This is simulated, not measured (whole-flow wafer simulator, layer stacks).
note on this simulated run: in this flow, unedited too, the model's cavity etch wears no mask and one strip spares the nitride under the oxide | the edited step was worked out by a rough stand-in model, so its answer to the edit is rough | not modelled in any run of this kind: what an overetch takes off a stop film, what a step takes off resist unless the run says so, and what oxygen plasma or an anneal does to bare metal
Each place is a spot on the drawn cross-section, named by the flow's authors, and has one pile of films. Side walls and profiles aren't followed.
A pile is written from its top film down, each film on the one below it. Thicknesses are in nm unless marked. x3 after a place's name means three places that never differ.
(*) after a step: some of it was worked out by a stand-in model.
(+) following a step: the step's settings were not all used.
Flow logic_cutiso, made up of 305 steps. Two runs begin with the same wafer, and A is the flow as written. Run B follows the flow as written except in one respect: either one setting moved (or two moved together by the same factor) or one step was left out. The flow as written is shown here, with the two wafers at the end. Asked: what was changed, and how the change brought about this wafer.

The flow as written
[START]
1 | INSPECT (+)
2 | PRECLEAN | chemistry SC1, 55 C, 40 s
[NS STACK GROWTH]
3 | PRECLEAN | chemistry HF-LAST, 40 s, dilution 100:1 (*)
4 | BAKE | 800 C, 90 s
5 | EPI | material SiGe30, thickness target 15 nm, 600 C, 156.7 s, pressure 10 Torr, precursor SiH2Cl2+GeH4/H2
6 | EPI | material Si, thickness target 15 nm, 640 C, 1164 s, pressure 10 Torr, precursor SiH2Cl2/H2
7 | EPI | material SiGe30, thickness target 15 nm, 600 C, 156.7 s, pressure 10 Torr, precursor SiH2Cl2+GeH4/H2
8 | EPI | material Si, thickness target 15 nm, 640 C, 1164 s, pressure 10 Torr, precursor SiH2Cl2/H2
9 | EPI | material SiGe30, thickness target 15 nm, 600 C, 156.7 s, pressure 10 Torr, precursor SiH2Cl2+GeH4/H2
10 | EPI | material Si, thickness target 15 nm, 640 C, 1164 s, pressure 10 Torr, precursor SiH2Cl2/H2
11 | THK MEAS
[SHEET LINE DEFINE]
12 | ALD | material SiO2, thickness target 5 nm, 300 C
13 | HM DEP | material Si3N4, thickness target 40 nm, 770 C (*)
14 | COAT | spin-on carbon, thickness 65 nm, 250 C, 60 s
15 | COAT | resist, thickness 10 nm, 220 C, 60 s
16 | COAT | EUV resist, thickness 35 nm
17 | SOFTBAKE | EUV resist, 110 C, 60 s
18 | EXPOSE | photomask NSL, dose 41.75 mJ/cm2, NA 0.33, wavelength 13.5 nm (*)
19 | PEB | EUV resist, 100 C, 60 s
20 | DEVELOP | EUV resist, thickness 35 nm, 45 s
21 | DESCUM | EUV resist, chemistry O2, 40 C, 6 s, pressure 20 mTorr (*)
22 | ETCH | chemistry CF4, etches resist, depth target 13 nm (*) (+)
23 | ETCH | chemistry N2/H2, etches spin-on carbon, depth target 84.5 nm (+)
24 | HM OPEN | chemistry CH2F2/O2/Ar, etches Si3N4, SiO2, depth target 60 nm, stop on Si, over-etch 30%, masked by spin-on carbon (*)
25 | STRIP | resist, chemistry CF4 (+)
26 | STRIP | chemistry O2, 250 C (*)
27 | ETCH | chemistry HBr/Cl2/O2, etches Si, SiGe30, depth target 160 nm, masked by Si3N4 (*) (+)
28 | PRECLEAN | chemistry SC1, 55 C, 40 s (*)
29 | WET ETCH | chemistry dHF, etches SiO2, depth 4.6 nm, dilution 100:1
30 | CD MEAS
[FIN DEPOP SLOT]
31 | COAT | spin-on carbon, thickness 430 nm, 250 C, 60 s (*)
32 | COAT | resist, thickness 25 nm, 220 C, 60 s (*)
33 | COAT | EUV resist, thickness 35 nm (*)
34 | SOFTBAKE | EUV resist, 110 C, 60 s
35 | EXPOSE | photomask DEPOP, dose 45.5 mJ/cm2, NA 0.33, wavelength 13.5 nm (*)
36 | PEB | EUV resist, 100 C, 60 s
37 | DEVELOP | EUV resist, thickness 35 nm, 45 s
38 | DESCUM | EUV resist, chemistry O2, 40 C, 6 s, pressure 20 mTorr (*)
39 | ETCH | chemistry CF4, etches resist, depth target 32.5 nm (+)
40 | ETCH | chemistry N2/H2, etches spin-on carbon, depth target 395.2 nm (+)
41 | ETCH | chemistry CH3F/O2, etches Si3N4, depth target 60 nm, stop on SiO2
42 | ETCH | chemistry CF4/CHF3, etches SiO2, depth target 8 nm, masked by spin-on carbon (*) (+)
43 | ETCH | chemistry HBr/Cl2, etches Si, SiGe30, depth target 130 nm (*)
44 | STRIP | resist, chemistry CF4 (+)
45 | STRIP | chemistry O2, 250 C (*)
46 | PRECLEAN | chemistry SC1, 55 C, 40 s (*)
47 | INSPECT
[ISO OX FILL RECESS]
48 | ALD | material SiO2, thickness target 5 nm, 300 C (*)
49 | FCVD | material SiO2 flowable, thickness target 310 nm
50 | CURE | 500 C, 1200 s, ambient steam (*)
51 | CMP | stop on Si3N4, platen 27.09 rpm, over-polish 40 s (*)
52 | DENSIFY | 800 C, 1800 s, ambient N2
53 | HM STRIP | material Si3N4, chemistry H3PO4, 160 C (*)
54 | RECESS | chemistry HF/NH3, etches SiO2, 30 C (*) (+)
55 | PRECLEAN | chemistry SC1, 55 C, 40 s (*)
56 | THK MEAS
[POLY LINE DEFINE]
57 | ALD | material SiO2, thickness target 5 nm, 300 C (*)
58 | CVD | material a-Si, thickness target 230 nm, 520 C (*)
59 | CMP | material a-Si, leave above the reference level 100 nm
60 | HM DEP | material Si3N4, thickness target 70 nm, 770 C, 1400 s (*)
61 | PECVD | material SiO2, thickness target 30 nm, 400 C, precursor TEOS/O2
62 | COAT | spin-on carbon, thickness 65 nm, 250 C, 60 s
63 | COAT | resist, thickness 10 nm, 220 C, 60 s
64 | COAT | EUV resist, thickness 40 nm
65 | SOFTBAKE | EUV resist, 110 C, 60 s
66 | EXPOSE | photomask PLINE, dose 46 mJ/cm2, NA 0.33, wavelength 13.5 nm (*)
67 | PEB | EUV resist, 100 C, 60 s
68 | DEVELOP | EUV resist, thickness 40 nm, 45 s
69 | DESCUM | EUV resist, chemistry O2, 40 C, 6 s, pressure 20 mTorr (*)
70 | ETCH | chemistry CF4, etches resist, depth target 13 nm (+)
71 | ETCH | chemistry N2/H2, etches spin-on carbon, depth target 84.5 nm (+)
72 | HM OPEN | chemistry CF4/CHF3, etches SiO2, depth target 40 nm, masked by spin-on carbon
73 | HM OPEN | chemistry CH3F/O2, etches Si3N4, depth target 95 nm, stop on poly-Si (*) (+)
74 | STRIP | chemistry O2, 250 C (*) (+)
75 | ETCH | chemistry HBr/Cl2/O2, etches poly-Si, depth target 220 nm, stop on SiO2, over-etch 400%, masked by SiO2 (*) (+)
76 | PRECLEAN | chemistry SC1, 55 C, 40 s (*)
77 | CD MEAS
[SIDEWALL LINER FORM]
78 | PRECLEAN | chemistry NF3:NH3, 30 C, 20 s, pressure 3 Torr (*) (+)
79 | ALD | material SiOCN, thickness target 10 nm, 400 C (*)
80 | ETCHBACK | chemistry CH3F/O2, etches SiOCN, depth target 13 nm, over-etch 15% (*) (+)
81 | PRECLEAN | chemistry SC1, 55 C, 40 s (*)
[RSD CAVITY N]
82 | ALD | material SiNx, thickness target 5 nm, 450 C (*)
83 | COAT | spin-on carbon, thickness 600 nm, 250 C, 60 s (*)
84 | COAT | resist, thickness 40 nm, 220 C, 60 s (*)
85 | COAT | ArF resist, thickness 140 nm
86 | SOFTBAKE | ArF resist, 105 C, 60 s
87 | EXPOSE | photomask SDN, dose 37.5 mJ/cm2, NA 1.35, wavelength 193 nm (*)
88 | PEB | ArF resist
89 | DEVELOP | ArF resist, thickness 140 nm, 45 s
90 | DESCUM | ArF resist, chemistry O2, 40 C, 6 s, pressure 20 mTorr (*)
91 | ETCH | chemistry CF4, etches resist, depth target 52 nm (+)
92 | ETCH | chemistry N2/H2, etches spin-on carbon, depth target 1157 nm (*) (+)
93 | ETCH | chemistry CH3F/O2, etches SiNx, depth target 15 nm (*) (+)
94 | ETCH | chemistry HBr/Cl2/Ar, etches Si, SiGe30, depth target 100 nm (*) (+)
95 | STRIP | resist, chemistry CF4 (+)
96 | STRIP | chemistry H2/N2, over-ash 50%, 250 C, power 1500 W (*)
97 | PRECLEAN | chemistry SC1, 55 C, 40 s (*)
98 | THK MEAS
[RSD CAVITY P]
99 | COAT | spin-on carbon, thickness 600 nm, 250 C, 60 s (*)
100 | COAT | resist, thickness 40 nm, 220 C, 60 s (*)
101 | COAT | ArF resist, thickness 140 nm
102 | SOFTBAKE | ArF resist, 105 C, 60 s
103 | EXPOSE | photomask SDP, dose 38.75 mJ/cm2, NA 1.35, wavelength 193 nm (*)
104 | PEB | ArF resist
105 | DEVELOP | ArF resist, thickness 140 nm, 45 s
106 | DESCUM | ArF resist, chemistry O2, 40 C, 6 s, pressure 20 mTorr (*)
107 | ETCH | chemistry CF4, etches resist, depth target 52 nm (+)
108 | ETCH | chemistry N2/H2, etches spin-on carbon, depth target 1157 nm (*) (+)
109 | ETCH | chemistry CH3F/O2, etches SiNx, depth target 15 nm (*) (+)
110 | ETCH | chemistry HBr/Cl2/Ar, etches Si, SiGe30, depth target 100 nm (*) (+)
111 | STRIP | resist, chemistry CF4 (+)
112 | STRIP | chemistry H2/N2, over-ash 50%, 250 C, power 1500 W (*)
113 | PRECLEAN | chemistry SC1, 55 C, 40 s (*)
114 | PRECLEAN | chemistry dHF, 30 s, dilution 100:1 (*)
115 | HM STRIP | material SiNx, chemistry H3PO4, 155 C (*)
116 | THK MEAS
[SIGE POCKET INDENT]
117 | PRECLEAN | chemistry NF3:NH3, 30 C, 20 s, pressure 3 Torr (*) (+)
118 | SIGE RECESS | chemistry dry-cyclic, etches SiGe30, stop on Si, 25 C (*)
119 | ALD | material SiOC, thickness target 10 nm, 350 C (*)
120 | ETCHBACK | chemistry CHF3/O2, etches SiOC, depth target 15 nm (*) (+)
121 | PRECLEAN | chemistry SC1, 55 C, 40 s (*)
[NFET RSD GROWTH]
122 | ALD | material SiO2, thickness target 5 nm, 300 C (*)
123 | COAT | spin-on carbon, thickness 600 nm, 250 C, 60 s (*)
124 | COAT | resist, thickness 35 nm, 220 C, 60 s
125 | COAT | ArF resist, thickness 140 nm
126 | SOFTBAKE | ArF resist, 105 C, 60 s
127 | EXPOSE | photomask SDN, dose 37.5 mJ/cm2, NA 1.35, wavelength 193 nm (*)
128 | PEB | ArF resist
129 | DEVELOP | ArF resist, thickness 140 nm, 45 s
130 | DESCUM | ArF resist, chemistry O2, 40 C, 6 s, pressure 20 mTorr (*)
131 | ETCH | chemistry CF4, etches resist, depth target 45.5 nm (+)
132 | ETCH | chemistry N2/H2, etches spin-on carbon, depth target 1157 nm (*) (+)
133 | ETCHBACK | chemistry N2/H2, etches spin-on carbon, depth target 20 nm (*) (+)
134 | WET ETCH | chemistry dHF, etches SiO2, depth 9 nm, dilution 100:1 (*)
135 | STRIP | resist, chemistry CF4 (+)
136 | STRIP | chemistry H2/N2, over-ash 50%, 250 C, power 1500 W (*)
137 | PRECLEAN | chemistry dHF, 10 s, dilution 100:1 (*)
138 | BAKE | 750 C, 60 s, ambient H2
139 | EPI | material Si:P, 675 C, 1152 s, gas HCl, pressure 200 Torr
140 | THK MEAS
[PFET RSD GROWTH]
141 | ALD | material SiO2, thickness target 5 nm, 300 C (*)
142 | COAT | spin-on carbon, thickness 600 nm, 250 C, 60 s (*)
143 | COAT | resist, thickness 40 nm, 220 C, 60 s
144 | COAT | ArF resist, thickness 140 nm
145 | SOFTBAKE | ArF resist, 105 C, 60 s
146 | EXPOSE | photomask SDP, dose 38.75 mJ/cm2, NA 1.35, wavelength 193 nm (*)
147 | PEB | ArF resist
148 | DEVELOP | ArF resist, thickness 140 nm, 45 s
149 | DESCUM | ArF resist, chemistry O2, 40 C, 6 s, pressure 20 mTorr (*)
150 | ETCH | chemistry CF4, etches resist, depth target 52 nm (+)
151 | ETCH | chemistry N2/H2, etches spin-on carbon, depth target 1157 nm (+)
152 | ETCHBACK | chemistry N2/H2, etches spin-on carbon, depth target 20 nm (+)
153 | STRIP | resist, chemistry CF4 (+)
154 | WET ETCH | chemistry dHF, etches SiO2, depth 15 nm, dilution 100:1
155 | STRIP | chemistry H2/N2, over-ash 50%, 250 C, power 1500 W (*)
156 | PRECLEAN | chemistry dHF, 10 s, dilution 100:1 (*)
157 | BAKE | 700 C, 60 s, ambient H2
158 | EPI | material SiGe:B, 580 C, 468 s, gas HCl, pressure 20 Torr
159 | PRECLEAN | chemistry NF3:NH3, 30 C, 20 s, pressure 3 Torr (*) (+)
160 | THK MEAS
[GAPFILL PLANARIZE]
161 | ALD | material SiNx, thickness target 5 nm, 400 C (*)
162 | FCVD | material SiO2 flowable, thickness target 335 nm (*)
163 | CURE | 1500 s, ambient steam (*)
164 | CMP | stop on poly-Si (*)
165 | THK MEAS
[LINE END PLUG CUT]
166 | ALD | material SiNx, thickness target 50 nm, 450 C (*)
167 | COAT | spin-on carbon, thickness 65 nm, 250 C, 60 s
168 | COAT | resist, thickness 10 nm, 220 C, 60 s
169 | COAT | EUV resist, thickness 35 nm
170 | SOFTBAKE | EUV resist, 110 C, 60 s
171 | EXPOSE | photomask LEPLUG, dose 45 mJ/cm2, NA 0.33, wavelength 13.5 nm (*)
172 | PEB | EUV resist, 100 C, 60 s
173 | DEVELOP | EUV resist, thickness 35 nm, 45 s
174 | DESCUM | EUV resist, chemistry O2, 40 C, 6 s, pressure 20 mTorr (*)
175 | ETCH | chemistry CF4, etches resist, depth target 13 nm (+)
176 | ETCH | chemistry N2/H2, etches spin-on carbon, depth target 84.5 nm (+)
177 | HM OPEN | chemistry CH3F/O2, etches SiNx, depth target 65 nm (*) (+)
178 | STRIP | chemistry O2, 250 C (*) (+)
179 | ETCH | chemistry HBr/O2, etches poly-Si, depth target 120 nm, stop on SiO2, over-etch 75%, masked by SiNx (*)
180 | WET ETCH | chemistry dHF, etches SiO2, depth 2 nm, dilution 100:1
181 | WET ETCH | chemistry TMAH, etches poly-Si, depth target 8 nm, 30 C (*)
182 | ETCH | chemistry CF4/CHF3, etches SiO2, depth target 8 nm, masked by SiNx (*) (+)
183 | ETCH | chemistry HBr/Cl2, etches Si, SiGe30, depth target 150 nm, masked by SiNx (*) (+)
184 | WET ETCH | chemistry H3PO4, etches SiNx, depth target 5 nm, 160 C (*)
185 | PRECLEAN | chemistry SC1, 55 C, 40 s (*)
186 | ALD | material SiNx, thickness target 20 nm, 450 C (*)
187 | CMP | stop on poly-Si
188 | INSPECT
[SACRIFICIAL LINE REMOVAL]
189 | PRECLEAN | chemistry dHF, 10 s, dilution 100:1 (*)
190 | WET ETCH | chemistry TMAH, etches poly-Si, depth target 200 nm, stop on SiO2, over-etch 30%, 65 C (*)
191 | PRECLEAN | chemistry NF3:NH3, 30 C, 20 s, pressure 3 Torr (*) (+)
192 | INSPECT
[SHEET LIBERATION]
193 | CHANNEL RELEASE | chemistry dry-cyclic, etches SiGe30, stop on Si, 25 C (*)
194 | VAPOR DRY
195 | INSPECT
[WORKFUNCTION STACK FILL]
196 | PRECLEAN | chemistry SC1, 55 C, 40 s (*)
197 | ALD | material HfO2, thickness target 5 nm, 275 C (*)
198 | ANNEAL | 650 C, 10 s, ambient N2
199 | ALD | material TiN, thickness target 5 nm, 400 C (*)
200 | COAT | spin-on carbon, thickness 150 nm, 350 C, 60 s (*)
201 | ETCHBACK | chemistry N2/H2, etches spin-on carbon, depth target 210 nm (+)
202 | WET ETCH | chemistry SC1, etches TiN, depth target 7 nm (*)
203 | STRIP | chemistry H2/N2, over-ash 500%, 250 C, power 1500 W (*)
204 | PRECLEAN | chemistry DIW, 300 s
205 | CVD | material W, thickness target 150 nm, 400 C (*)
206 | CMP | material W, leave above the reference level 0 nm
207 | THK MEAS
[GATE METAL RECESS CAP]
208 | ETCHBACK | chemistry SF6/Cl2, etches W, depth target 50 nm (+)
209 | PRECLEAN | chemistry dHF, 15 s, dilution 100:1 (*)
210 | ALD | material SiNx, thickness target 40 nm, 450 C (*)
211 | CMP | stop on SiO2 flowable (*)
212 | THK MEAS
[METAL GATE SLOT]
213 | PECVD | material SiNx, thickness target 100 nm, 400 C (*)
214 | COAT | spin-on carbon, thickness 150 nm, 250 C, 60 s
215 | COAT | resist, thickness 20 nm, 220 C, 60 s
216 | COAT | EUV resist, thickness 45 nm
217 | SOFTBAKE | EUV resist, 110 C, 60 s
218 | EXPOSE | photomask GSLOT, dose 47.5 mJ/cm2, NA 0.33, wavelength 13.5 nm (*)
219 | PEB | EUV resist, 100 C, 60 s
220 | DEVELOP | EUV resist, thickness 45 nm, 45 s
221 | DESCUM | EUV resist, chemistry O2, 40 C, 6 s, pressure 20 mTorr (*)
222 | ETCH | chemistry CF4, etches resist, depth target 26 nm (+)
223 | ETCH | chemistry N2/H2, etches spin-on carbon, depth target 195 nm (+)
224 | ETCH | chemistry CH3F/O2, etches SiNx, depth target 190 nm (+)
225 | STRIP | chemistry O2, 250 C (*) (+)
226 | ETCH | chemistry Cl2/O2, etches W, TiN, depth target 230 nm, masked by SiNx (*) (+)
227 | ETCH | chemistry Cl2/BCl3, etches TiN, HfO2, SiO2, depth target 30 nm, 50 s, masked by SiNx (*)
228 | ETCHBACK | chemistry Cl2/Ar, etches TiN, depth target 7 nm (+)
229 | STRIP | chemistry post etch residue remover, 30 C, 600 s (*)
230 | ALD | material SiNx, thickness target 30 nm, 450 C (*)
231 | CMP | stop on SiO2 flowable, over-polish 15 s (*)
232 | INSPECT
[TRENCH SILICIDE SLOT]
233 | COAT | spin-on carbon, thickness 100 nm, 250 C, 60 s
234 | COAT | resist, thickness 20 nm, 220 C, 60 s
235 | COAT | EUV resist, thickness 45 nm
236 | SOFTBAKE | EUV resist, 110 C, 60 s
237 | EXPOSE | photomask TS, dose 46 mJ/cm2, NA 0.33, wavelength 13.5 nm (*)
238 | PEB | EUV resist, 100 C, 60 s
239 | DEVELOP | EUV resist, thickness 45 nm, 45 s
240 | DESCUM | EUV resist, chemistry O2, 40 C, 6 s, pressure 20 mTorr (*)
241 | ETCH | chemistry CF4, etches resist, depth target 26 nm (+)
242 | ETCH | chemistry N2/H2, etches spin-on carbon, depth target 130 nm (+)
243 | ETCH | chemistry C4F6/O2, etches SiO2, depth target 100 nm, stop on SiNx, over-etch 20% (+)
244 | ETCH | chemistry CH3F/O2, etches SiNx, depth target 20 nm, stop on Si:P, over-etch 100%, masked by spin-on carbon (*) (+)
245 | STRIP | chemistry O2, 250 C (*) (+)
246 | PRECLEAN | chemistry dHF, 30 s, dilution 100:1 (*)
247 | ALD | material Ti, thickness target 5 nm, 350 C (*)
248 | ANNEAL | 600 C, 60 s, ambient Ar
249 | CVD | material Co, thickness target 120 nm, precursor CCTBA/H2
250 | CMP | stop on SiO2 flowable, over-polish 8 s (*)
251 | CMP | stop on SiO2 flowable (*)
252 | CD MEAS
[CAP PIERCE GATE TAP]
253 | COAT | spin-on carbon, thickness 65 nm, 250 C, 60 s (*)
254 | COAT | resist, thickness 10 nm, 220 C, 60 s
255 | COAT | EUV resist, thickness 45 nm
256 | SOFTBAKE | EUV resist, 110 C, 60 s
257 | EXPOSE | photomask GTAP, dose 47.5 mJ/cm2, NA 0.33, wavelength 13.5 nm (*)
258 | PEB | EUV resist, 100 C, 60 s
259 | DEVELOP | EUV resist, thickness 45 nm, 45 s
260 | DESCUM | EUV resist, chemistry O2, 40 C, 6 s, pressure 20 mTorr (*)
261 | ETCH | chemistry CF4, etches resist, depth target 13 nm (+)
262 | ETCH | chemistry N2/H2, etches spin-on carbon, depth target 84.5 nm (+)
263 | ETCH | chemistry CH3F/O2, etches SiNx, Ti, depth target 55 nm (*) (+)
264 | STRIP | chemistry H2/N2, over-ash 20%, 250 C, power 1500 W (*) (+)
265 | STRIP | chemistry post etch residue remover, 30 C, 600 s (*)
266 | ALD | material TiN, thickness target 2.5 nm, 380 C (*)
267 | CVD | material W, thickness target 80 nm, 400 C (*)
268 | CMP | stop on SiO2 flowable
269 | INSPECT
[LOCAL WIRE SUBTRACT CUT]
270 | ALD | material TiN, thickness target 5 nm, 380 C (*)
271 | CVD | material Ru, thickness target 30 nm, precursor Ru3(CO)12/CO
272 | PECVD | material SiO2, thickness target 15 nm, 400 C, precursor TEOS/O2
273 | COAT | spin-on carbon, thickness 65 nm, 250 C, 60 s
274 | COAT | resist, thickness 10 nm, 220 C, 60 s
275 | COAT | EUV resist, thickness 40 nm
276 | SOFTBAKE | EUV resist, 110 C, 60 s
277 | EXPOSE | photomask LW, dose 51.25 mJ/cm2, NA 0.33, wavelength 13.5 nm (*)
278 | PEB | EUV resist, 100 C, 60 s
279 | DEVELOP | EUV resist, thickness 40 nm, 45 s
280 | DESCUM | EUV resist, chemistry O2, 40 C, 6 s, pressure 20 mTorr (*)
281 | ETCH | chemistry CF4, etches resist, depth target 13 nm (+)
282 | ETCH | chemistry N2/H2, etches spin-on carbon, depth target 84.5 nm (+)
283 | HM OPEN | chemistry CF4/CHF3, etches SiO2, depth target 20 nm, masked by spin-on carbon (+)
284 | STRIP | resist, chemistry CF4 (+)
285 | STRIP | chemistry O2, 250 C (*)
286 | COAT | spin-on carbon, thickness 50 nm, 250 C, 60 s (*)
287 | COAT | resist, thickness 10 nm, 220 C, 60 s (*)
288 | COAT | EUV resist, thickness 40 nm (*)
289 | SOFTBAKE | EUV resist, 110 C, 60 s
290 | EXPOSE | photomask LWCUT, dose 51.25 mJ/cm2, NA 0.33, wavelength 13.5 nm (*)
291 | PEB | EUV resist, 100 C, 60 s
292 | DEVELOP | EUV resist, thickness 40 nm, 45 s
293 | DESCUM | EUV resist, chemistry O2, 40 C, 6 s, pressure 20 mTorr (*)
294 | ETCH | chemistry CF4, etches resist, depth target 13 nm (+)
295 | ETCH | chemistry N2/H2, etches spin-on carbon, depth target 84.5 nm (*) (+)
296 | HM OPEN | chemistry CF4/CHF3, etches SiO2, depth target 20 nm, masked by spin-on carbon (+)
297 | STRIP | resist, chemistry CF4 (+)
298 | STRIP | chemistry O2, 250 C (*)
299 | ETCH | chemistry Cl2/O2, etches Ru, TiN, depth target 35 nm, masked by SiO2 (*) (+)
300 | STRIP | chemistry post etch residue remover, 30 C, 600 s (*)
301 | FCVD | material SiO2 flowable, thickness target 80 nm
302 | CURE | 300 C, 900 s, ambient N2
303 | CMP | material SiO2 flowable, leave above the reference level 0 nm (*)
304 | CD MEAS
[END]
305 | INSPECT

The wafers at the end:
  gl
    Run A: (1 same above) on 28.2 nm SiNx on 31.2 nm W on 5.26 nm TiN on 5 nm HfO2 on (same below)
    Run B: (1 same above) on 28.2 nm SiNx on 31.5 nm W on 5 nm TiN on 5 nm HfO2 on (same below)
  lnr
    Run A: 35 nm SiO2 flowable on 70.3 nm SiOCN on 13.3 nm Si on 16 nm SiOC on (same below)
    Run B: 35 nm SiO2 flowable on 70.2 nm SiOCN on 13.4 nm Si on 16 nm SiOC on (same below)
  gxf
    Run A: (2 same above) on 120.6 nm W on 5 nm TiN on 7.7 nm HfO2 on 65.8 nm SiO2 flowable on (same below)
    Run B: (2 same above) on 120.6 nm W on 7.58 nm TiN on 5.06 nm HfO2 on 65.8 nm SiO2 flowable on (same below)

Cause: step 75, ETCH: over-etch 260% was run, though the flow has over-etch 400%.

The path from the change to this, step by step:
  75 | ETCH | chemistry HBr/Cl2/O2, etches poly-Si, depth target 220 nm, stop on SiO2, over-etch 400%, masked by SiO2 (*) (+)
      lnr, lnrp, lnrt, rsdn, rsdp, rsdw, rsdx: A -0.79 chemical SiO2 (all of it), -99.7 poly-Si (all of it), -5 SiO2 (all of it) | B -0.79 chemical SiO2 (all of it), -99.7 poly-Si (all of it), -3.46 SiO2
      depop, dpovl, gfld and 10 more: A -9.58 SiO2 | B -8.25 SiO2
      (and at 2 other places as well)
  78 | PRECLEAN | chemistry NF3:NH3, 30 C, 20 s, pressure 3 Torr (*) (+)
      lnr, lnrp, lnrt, rsdn, rsdp, rsdw, rsdx: A -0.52 chemical SiO2 (all of it) | B -1.5 SiO2 (all of it), -0.49 chemical SiO2 (all of it)
      iso, lnri: A -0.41 SiO2 (all of it), -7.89 SiO2 flowable | B -1.95 SiO2 (all of it), -6.11 SiO2 flowable
  120 | ETCHBACK | chemistry CHF3/O2, etches SiOC, depth target 15 nm (*) (+)
      gl, tap: A -10 SiOC (all of it), -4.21 SiO2 (all of it), -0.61 Si3N4 | B -10 SiOC (all of it), -5 SiO2
      glp: A -10 SiOC (all of it), -4.25 SiO2 (all of it), -0.58 Si3N4 | B -10 SiOC (all of it), -5 SiO2
      (and at 2 other places as well)
  122 | ALD | material SiO2, thickness target 5 nm, 300 C (*)
      gl, glp, tap: A +5 SiO2 (new film) | B +5 SiO2
      gxn: A +6.76 SiO2 (new film) | B +6.93 SiO2
      (and at 1 other place as well)
  133 | ETCHBACK | chemistry N2/H2, etches spin-on carbon, depth target 20 nm (*) (+)
      gxn: A -0.7 SiO2 (all of it), -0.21 Si3N4 | B -1.11 SiO2
  134 | WET ETCH | chemistry dHF, etches SiO2, depth 9 nm, dilution 100:1 (*)
      gxn: A -0.34 Si3N4 | B -1.22 SiO2 (all of it), -0.23 Si3N4
  141 | ALD | material SiO2, thickness target 5 nm, 300 C (*)
      gxn: A +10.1 SiO2 (new film) | B +11.1 SiO2 (new film)
  153 | STRIP | resist, chemistry CF4 (+)
      glp: A -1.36 SiO2 (all of it) | B -1.87 SiO2 (all of it)
      gxp: A -3.06 SiO2 (all of it) | B -4.7 SiO2 (all of it)
  161 | ALD | material SiNx, thickness target 5 nm, 400 C (*)
      gxp: A +5 SiNx (new film) | B +5.65 SiNx (new film)
  164 | CMP | stop on poly-Si (*)
      depop, dpovl, isow, ns, nsgap: A -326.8 SiO2 flowable (all of it), -5 SiNx (all of it), -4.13 SiO2 (all of it), -70 Si3N4 (all of it) | B -326.8 SiO2 flowable (all of it), -5 SiNx (all of it), -5.45 SiO2 (all of it), -70 Si3N4 (all of it)
      gfld, gxf: A -251.9 SiO2 flowable (all of it), -5 SiNx (all of it), -4.13 SiO2 (all of it), -70 Si3N4 (all of it) | B -251.7 SiO2 flowable (all of it), -5 SiNx (all of it), -5.45 SiO2 (all of it), -70 Si3N4 (all of it)
      (and at 3 other places as well)
  197 | ALD | material HfO2, thickness target 5 nm, 275 C (*)
      gxf: A +7.7 HfO2 (new film) | B +5.06 HfO2 (new film)
  199 | ALD | material TiN, thickness target 5 nm, 400 C (*)
      gxf: A +5 TiN (new film) | B +7.58 TiN (new film)
